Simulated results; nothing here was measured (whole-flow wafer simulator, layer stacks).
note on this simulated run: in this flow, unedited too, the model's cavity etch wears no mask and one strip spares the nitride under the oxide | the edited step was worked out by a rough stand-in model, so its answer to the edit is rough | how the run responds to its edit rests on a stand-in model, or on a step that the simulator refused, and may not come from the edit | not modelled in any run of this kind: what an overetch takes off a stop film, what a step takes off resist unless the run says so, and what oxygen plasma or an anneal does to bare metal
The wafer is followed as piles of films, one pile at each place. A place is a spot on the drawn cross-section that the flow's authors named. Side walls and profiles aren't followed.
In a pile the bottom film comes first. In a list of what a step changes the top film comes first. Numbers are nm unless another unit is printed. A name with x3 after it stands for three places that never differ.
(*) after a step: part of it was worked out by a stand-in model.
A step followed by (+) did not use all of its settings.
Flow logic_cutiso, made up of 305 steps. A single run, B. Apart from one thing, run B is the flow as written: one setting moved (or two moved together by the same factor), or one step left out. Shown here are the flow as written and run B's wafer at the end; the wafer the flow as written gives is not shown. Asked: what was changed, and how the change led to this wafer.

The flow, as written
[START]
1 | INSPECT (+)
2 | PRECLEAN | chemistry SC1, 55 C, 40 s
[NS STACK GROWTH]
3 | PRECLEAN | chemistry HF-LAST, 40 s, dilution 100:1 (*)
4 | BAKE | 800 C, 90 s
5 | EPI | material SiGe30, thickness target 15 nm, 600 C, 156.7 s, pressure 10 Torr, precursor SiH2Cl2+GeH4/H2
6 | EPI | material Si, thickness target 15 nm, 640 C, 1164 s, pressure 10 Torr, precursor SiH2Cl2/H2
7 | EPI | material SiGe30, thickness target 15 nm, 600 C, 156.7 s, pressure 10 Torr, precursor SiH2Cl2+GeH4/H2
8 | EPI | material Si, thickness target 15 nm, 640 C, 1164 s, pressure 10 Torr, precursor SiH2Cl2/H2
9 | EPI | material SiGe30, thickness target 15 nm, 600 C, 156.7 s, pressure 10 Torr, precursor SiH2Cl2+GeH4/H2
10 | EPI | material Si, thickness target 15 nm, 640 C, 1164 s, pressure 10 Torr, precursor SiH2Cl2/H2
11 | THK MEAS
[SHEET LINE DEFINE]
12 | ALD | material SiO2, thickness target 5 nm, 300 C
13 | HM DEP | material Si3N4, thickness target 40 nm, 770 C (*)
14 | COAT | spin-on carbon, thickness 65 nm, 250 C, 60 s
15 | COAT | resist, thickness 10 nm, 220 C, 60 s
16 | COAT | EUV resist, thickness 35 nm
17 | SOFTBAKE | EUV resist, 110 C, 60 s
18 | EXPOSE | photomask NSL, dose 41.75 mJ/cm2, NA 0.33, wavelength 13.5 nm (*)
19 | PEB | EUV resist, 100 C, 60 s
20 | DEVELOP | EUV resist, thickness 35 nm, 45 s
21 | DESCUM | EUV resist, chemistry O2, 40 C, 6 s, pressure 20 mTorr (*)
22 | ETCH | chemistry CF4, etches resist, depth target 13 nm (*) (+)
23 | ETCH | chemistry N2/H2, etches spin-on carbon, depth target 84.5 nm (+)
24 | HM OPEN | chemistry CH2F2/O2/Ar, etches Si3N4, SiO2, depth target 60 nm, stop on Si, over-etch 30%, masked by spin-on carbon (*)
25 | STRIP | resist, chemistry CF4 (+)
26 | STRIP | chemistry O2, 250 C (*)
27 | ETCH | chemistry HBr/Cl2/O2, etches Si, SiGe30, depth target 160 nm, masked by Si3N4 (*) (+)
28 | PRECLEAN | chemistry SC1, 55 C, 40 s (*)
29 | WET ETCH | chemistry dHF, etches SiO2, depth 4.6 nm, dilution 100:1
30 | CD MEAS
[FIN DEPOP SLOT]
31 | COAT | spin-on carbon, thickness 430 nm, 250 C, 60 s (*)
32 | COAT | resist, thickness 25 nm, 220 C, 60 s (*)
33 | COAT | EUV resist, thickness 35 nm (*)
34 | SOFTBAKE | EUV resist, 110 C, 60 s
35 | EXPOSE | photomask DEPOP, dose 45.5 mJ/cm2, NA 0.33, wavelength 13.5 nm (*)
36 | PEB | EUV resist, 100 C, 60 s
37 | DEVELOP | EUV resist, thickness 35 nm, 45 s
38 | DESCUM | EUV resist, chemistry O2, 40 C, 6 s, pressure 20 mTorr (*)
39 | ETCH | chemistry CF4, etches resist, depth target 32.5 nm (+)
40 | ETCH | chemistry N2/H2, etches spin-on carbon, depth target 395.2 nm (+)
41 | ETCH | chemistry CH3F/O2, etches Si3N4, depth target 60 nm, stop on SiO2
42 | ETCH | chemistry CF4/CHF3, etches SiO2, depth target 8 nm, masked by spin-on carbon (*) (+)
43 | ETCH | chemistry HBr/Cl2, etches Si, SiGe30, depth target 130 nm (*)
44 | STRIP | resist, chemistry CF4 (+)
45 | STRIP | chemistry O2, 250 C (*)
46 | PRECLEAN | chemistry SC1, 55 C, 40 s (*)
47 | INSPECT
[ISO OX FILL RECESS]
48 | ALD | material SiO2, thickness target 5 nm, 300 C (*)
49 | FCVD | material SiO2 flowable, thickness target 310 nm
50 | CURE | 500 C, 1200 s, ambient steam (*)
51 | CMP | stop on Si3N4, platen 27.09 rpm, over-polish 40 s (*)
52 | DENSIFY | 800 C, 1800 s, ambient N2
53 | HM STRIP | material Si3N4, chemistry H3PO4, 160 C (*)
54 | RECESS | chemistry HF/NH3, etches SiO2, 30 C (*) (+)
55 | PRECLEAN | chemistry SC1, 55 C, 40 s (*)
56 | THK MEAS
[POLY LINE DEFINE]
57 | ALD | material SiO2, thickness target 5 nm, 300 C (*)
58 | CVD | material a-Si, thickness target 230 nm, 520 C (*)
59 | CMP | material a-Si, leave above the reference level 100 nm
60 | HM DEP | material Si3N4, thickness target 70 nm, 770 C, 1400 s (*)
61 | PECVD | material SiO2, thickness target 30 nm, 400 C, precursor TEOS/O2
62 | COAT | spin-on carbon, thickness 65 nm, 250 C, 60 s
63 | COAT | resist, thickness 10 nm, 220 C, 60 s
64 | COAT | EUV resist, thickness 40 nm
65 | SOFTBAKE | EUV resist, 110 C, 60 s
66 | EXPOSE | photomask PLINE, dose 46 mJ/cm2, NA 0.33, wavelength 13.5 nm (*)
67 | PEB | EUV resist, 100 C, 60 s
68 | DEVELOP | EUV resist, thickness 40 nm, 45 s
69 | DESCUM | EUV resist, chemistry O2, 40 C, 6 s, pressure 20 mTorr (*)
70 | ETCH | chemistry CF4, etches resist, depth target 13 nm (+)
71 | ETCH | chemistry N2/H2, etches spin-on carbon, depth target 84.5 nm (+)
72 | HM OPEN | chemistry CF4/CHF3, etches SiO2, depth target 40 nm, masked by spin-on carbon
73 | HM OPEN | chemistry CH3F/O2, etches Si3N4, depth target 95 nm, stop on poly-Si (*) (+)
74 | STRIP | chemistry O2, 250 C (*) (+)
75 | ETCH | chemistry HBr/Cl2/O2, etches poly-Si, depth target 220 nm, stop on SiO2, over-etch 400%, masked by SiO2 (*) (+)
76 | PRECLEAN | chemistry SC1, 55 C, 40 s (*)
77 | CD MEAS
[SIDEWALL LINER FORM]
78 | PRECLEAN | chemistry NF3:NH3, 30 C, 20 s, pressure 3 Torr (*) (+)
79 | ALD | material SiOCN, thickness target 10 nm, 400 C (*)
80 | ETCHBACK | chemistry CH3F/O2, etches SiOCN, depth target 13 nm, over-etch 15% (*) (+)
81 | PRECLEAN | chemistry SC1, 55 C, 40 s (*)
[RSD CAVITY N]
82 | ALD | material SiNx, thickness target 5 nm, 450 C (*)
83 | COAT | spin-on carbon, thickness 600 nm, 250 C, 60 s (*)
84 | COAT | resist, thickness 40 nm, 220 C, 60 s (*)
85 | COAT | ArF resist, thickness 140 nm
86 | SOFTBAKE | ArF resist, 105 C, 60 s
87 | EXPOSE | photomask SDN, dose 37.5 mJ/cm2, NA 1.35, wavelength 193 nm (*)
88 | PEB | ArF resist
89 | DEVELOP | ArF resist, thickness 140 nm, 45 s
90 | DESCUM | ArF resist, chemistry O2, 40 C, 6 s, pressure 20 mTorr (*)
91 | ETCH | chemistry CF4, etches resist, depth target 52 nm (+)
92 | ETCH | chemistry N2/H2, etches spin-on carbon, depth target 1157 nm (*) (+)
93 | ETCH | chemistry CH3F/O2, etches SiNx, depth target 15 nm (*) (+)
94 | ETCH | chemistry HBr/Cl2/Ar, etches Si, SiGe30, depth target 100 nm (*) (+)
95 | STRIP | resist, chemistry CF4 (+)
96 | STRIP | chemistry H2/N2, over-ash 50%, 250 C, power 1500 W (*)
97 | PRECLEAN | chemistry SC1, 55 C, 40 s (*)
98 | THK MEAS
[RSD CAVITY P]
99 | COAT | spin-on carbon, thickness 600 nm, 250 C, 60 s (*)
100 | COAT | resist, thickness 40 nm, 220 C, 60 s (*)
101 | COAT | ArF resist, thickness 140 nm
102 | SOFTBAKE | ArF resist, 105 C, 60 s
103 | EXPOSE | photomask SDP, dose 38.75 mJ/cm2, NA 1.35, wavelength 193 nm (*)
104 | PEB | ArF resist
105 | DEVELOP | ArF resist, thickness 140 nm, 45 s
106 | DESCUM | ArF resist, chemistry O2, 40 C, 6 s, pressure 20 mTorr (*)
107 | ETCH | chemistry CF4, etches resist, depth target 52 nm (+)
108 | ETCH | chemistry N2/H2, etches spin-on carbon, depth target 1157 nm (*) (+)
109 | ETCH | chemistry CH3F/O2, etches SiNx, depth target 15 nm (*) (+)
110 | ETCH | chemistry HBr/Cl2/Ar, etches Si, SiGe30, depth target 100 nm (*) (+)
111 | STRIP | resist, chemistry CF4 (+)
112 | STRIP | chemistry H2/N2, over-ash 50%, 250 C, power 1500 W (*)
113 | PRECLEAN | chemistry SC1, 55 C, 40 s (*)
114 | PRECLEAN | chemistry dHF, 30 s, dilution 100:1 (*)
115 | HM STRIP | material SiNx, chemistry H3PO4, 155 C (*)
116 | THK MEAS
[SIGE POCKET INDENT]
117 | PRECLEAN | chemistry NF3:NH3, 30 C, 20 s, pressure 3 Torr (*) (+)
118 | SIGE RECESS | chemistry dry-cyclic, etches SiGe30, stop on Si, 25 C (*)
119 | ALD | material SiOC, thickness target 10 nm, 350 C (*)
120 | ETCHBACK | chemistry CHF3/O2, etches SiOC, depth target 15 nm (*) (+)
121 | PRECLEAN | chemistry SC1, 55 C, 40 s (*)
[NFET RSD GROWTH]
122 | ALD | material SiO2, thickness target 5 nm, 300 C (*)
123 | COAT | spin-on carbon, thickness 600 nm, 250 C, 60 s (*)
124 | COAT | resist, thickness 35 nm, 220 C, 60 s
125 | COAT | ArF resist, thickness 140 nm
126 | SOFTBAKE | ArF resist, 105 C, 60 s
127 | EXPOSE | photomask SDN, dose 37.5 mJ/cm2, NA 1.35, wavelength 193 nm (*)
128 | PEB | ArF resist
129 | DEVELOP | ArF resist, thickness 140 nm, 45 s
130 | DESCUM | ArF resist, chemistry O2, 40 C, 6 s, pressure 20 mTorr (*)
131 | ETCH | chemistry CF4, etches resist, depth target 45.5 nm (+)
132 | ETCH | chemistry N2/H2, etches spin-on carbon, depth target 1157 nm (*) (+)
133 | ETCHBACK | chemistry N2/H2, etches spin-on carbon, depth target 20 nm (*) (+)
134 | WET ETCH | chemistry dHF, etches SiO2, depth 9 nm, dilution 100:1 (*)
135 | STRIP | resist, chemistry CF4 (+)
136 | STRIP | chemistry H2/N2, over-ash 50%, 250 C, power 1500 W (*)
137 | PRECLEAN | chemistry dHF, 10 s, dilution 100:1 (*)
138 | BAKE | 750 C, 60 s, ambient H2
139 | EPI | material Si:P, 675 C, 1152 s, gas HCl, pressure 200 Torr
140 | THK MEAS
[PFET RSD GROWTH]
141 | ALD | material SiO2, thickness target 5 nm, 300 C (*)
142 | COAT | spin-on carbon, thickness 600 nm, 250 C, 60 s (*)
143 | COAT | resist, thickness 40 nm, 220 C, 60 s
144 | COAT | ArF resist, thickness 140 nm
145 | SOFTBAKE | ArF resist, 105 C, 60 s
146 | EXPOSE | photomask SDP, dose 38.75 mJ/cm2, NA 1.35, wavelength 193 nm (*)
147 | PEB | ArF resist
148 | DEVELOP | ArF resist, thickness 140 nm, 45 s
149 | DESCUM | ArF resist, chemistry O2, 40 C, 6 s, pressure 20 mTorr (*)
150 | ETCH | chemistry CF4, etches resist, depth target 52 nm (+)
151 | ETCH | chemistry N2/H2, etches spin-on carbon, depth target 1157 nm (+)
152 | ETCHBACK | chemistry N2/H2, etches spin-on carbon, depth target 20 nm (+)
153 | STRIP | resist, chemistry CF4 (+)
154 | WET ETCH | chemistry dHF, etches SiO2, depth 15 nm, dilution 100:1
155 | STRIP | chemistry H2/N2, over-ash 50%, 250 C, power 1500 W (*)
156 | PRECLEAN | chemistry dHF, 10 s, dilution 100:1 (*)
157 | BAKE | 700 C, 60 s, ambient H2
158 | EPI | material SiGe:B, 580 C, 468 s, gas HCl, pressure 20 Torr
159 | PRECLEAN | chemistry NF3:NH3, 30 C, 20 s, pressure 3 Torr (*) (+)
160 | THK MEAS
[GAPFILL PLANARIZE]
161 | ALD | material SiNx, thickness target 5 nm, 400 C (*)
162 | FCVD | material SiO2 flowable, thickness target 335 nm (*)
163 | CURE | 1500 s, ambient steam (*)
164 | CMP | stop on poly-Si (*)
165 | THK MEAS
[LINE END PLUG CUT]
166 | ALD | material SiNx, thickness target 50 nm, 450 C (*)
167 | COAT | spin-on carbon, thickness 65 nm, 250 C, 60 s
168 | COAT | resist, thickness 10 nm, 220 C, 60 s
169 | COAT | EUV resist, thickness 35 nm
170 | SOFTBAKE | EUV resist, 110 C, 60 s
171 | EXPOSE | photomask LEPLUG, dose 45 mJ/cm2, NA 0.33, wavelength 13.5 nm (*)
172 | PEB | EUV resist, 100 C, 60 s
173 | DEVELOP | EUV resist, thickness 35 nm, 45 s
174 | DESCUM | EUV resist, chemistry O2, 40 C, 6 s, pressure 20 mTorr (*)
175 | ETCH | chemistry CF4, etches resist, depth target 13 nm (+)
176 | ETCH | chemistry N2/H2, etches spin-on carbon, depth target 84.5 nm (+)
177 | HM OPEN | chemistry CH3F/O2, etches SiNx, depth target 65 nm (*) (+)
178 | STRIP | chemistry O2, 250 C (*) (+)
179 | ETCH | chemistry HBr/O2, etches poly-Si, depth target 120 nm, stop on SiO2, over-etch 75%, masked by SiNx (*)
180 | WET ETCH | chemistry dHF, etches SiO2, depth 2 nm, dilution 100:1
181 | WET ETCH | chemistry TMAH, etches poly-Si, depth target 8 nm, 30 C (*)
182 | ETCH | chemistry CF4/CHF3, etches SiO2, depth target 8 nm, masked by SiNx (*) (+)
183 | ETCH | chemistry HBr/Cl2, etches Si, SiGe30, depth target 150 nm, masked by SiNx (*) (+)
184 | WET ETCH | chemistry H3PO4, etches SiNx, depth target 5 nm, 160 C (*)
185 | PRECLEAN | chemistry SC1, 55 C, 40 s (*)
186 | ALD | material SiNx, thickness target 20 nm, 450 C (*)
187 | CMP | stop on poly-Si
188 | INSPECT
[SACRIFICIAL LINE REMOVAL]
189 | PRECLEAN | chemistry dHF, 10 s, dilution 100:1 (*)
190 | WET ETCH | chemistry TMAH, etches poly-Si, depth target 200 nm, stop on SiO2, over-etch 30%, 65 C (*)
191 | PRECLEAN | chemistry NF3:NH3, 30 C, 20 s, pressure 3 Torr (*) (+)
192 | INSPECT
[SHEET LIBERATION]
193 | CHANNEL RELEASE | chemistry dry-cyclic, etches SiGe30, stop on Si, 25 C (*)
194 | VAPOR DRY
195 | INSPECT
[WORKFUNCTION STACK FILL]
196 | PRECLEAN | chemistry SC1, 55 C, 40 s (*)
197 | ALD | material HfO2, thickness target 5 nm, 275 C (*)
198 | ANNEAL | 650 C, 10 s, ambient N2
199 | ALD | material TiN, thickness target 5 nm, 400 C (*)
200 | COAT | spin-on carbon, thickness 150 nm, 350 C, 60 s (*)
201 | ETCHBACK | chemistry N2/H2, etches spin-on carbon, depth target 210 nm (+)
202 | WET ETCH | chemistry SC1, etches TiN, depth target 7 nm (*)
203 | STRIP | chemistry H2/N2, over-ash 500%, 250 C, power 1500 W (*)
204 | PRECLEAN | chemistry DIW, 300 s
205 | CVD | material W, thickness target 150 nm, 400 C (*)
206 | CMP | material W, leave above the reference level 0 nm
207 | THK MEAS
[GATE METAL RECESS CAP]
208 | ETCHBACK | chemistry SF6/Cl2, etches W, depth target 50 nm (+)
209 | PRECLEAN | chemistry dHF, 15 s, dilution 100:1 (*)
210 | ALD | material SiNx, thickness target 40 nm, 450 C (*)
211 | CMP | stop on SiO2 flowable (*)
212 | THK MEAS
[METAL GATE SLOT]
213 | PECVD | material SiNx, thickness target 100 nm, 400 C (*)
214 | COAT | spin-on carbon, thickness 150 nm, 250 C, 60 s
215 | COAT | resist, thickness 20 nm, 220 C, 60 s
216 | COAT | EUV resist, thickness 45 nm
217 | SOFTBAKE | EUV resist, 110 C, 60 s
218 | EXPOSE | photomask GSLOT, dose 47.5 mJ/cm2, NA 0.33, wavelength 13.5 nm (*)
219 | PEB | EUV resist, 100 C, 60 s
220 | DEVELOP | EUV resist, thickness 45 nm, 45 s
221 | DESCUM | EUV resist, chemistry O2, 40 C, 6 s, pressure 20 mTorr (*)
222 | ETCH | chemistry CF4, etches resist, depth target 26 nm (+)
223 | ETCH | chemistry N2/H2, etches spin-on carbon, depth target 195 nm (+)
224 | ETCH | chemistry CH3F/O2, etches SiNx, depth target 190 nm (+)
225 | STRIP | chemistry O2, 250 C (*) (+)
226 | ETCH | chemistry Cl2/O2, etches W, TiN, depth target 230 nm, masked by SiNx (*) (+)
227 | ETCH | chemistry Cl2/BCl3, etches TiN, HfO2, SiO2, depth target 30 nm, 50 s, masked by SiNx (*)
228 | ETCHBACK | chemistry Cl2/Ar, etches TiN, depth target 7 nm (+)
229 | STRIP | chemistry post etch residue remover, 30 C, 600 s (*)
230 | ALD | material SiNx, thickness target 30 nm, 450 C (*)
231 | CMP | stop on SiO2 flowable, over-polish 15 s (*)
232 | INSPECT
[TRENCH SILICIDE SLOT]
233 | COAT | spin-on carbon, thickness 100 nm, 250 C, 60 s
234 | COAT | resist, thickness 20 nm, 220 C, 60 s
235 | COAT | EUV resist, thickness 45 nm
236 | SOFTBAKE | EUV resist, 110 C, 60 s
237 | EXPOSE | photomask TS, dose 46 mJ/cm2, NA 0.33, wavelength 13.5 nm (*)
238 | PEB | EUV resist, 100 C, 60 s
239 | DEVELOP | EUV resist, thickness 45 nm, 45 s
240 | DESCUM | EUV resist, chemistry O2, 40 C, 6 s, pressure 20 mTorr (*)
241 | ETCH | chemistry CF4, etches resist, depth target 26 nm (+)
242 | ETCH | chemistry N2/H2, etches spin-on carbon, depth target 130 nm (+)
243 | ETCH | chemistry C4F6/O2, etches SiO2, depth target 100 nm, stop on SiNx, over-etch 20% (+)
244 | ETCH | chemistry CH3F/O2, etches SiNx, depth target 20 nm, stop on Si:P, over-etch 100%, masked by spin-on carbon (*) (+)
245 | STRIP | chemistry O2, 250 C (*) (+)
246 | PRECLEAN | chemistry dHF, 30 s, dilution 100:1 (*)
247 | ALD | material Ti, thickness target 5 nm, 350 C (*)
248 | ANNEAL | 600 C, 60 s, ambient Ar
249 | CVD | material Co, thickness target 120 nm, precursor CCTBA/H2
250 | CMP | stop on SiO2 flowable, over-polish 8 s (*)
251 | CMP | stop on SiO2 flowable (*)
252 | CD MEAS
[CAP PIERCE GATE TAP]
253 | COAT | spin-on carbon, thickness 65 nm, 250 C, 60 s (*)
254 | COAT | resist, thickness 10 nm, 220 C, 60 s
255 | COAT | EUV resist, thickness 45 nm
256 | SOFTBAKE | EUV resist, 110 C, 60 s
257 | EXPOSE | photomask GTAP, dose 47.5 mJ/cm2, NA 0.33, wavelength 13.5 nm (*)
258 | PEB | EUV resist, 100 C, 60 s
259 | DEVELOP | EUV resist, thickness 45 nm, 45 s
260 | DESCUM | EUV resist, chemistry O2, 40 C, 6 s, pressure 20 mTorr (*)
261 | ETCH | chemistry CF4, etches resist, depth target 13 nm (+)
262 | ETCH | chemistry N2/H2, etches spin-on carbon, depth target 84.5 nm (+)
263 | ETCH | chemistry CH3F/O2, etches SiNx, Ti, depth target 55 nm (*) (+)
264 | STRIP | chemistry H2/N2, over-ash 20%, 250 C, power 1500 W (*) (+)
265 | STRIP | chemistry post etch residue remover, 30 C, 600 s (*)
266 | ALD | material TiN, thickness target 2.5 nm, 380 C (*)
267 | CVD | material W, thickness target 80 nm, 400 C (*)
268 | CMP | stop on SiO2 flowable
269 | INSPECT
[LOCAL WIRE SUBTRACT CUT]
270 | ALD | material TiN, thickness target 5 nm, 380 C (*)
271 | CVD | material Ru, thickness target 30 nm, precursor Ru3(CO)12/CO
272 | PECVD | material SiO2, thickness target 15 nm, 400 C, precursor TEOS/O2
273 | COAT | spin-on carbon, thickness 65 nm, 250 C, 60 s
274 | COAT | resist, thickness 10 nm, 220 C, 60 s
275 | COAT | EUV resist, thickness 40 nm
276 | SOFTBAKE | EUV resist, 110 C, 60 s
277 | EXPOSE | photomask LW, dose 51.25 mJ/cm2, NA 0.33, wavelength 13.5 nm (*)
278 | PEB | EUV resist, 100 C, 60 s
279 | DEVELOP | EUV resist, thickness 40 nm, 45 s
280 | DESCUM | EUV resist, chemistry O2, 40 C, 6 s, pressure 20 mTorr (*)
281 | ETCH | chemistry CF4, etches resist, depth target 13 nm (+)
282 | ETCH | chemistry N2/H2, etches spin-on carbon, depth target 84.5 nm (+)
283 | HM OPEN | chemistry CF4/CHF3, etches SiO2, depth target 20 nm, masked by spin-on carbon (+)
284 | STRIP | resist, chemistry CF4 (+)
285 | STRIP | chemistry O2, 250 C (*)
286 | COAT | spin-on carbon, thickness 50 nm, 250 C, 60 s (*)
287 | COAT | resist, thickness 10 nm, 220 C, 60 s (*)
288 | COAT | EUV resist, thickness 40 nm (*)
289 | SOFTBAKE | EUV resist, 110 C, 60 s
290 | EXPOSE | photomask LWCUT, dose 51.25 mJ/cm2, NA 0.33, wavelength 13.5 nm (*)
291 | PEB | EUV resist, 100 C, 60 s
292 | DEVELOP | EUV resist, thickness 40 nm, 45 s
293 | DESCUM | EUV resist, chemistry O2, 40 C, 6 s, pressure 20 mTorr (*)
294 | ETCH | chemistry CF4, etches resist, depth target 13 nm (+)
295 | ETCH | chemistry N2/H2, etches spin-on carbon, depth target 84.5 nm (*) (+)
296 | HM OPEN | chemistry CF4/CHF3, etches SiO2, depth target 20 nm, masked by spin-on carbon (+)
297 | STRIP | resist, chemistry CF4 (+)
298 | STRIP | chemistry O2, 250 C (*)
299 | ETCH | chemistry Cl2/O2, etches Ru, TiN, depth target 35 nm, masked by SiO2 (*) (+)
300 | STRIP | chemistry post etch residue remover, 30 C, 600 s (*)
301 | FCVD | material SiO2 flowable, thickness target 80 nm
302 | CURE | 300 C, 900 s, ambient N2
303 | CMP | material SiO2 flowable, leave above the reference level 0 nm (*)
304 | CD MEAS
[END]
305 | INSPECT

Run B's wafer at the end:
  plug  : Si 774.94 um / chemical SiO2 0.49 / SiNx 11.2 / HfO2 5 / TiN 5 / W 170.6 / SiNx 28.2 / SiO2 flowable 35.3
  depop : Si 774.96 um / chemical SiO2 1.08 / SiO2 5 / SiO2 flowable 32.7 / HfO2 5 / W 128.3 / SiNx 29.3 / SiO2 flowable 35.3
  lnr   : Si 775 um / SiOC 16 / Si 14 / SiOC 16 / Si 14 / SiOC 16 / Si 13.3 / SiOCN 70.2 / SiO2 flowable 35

What caused this: step 186, ALD: thickness target 13 nm was run, though the flow has thickness target 20 nm.

Step by step, how the change led to this:
  186 | ALD | material SiNx, thickness target 20 nm, 450 C (*)
      depop, dpovl, gfld and 18 more: +13 SiNx (as written it would have been: +20 SiNx)
      plug: +13 SiNx (new film) (as written it would have been: +284.2 SiNx (new film))
  187 | CMP | stop on poly-Si
      plug: nothing (as written it would have been: -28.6 SiNx)
      depop, dpovl, gfld and 18 more: -21.6 SiNx (all of it) (as written it would have been: -28.6 SiNx (all of it))
  200 | COAT | spin-on carbon, thickness 150 nm, 350 C, 60 s (*)
      lnr, lnrp: +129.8 spin-on carbon (new film) (as written it would have been: +133.9 spin-on carbon (new film))
      iso: +142 spin-on carbon (new film) (as written it would have been: +145.4 spin-on carbon (new film))
      (as well as at 7 more places)
  201 | ETCHBACK | chemistry N2/H2, etches spin-on carbon, depth target 210 nm (+)
      plug: -210 spin-on carbon (as written it would have been: -134.1 spin-on carbon (all of it))
      lnr, lnrp: -129.8 spin-on carbon (all of it) (as written it would have been: -133.9 spin-on carbon (all of it))
      (as well as at 7 more places)
  202 | WET ETCH | chemistry SC1, etches TiN, depth target 7 nm (*)
      plug: -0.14 spin-on carbon (as written it would have been: -5 TiN (all of it))
  203 | STRIP | chemistry H2/N2, over-ash 500%, 250 C, power 1500 W (*)
      plug: -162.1 spin-on carbon (all of it) (as written it would have been: nothing)
      gxn, gxp: -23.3 spin-on carbon (all of it) (as written it would have been: -26.8 spin-on carbon (all of it))
      (as well as at 5 more places)
  205 | CVD | material W, thickness target 150 nm, 400 C (*)
      plug: +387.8 W (new film) (as written it would have been: +150.2 W (new film))
  206 | CMP | material W, leave above the reference level 0 nm
      plug: -167.2 W (as written it would have been: -150.2 W (all of it), -5 HfO2 (all of it), -12 SiNx)
  208 | ETCHBACK | chemistry SF6/Cl2, etches W, depth target 50 nm (+)
      plug: -50 W (as written it would have been: -12.5 SiNx)
  210 | ALD | material SiNx, thickness target 40 nm, 450 C (*)
      plug: +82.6 SiNx (new film) (as written it would have been: +42.5 SiNx)
  211 | CMP | stop on SiO2 flowable (*)
      plug: -43.2 SiNx (as written it would have been: -40.3 SiNx)
With metal films that touch counted as one body, plug has 1 body; the flow as written gives 0 bodies.
